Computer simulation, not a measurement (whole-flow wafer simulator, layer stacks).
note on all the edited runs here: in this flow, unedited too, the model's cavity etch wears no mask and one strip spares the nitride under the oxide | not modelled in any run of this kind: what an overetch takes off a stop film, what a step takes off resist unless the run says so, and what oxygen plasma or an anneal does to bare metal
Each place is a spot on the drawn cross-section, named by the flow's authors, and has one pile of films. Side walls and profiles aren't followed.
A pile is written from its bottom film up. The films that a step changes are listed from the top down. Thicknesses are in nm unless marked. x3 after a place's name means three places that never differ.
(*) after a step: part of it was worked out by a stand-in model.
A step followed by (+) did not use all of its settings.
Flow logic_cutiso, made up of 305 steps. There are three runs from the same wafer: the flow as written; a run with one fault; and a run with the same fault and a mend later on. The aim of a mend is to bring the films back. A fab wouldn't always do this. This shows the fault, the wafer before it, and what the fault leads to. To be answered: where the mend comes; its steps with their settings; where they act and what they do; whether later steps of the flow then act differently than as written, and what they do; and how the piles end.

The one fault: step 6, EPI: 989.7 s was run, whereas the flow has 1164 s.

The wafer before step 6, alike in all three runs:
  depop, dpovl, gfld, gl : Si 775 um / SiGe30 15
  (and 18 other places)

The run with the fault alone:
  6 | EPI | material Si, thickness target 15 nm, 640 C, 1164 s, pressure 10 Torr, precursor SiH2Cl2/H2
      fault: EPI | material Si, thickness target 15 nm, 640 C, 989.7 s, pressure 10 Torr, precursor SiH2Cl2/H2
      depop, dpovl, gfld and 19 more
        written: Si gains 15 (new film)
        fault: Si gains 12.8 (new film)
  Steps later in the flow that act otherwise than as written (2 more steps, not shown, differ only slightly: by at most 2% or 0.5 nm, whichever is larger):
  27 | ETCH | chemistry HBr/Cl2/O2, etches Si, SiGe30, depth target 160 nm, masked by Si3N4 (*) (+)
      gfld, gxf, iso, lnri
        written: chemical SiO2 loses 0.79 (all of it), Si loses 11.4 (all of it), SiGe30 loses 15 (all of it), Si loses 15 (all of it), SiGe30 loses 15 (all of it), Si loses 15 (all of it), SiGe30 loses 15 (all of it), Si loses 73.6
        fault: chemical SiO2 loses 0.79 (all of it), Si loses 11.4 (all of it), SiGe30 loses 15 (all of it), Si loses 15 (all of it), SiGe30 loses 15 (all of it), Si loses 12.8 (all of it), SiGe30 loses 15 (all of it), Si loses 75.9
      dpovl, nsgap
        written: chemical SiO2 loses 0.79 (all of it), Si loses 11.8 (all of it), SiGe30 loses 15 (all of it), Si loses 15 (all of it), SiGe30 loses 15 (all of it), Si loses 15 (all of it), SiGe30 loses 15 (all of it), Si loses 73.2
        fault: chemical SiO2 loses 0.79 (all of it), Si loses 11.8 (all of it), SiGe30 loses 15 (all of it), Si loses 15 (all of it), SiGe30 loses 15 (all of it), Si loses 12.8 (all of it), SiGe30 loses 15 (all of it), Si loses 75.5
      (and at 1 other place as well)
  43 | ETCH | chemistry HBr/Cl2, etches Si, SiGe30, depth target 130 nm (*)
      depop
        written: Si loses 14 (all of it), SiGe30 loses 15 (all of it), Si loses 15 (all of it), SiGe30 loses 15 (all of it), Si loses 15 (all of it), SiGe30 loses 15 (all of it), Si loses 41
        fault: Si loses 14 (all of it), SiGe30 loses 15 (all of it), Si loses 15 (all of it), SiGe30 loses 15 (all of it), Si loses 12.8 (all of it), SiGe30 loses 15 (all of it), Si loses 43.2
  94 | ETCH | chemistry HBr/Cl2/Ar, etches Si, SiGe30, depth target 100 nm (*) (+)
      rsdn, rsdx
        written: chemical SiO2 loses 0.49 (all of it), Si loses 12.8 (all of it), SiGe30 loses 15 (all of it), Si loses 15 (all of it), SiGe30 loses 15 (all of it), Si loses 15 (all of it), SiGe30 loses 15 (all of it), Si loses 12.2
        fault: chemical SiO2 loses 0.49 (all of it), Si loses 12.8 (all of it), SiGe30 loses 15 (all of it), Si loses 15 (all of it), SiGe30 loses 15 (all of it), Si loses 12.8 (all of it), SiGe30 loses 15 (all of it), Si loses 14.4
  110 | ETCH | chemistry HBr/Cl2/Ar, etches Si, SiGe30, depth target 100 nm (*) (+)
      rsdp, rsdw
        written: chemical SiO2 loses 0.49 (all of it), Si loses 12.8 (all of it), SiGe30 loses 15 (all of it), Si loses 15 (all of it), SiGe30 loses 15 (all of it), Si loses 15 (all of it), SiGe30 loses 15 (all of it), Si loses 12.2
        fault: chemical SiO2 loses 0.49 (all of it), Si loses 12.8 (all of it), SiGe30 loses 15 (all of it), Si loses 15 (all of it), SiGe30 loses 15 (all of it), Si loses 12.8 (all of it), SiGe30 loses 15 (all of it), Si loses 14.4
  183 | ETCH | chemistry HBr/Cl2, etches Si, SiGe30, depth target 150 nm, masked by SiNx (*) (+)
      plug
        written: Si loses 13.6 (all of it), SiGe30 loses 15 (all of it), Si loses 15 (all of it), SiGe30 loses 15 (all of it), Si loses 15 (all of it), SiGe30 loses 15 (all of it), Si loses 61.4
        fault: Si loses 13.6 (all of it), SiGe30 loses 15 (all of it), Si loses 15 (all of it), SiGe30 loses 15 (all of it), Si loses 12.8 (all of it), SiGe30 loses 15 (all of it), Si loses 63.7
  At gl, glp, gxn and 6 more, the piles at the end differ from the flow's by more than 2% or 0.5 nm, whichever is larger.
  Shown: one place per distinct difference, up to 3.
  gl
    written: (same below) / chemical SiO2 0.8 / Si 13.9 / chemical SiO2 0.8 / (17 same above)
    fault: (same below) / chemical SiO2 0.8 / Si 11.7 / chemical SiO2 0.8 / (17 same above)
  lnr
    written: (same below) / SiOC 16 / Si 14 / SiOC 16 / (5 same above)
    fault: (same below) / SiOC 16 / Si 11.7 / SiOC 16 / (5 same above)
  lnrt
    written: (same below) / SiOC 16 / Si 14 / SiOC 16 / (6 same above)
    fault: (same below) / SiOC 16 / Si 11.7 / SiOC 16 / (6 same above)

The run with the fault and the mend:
  The mend follows step 6.
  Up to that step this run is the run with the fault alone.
  6a | EPI | material Si, thickness target 15 nm, 640 C, 174.7 s, pressure 10 Torr, precursor SiH2Cl2/H2 (the flow's step 6, run once more with other settings)
      depop, dpovl, gfld and 19 more
        Si gains 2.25
  Every later step of the flow that is run acts as written at every place that is followed.
  At every place that both follow, the piles at the end match the flow's.
